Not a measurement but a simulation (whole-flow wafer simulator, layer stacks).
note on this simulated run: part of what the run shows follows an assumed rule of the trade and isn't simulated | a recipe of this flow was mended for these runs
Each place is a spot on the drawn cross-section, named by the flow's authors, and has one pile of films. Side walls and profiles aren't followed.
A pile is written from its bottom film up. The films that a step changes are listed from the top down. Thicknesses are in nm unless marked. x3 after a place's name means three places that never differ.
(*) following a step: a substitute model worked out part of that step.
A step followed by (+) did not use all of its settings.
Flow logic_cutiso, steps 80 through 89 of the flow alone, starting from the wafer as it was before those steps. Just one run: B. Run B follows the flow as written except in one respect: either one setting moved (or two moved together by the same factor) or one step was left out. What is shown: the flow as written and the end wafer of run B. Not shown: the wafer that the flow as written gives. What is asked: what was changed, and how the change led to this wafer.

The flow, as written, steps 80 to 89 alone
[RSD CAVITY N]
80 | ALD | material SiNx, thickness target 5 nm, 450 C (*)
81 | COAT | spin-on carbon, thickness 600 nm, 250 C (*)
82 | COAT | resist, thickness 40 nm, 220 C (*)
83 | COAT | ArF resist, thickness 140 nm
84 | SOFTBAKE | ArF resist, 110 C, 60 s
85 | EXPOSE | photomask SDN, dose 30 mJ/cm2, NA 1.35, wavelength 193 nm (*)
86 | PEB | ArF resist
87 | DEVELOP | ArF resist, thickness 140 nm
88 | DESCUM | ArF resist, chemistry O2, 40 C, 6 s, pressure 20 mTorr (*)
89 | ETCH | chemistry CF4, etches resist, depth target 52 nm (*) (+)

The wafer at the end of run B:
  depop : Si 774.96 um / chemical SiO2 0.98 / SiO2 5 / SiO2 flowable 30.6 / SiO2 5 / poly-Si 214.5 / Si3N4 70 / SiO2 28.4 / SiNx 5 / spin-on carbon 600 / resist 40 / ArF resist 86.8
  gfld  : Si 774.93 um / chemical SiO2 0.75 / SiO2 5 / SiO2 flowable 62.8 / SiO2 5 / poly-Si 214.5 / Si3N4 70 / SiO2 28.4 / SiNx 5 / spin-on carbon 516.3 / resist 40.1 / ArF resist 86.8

The reason: step 83, COAT: thickness 130 nm was run, whereas the flow has thickness 140 nm; step 87, DEVELOP: thickness 130 nm was run, where the flow has thickness 140 nm.

The path from the change to this, step by step:
  83 | COAT | ArF resist, thickness 140 nm
      depop, dpovl x3, gfld and 17 more: +130 ArF resist (new film) (in the flow as written it would be: +140 ArF resist (new film))
  87 | DEVELOP | ArF resist, thickness 140 nm
      gl, gxn, lnr, lnrt, rsdn, rsdx, tap: -129.4 ArF resist (all of it) (in the flow as written it would be: -139.3 ArF resist (all of it))
